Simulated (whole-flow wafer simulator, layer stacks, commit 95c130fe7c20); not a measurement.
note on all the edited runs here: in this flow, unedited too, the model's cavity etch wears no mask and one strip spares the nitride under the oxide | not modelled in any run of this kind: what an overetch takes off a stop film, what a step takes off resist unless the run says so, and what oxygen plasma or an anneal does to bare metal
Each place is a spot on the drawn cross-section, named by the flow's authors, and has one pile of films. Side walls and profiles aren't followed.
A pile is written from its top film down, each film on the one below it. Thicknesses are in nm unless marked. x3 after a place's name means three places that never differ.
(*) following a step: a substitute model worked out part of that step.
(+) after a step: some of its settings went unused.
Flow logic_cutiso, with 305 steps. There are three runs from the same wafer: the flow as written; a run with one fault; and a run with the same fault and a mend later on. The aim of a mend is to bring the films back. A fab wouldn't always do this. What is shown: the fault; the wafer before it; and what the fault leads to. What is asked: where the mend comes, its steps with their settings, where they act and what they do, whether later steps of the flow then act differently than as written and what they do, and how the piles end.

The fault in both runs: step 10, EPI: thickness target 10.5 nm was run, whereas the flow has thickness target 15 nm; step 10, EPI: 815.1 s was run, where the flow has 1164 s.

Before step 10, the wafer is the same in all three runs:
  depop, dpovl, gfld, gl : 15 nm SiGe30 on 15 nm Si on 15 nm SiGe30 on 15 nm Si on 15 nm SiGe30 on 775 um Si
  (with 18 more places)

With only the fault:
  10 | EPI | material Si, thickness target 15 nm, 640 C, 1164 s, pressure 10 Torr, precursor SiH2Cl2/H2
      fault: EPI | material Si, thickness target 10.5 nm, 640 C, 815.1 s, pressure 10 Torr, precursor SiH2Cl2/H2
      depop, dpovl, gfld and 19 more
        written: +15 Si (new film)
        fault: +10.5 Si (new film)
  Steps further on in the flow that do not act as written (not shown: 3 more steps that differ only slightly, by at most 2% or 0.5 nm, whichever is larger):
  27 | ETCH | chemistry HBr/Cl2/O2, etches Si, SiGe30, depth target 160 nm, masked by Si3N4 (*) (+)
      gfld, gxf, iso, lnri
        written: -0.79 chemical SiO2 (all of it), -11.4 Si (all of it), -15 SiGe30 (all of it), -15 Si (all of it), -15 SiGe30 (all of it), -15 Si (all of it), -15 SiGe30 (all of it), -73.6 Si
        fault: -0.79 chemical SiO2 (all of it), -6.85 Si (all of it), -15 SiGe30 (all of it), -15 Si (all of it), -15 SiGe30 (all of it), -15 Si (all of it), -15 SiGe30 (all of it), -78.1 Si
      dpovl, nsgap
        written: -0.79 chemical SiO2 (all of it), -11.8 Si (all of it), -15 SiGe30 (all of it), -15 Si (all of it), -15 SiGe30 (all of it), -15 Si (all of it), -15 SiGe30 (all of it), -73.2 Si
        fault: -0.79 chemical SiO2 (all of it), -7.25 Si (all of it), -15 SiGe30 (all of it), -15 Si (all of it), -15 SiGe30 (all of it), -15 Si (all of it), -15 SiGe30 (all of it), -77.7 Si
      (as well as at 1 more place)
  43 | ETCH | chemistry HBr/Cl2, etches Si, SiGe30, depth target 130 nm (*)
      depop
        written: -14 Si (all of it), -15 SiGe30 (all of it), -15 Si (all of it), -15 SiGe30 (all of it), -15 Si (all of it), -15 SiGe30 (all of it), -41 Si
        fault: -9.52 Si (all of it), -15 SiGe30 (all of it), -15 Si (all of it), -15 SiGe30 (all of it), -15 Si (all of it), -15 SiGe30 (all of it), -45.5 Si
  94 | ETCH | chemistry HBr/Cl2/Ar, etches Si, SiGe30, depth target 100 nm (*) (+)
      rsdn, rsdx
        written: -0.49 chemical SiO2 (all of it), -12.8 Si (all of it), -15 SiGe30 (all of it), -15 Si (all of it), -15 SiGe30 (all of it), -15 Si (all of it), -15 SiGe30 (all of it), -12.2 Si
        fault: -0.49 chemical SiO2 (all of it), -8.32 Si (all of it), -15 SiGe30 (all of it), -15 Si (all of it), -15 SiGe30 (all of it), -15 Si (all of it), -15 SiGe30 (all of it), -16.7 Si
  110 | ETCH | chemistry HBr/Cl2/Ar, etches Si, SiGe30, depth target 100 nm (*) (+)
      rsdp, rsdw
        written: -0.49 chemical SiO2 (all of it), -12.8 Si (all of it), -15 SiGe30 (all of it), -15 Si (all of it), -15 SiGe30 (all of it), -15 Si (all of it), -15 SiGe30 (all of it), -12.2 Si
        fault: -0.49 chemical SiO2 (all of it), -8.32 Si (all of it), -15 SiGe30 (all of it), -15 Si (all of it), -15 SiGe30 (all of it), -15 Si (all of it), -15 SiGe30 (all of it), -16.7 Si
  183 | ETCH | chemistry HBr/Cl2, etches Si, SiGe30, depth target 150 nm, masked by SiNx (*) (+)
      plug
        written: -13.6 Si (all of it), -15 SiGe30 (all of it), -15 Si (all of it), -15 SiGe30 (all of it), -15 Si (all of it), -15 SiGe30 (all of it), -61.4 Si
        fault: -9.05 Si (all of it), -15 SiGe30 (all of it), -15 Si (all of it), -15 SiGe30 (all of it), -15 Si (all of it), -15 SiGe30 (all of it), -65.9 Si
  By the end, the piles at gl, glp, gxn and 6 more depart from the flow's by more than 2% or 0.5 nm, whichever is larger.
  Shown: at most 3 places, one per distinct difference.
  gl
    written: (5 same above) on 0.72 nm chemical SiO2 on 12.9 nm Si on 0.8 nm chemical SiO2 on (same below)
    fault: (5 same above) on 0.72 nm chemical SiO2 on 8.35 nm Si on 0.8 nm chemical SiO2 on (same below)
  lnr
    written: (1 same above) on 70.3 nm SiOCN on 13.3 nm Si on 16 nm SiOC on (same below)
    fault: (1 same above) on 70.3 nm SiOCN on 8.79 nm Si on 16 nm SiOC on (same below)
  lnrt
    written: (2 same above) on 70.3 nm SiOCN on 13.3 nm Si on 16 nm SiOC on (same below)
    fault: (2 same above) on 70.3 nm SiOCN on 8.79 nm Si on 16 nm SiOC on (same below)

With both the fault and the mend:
  The mend stands after step 11.
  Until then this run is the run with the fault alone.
  11a | EPI | material Si, thickness target 4.5 nm, 640 C, 349.3 s, pressure 10 Torr, precursor SiH2Cl2/H2 (a further turn of the flow's step 10, with different settings)
      depop, dpovl, gfld and 19 more
        +4.5 Si
  None of the later steps of the flow acts differently than as written at any place that is followed.
  The piles end the same as the flow's at every place that both follow.
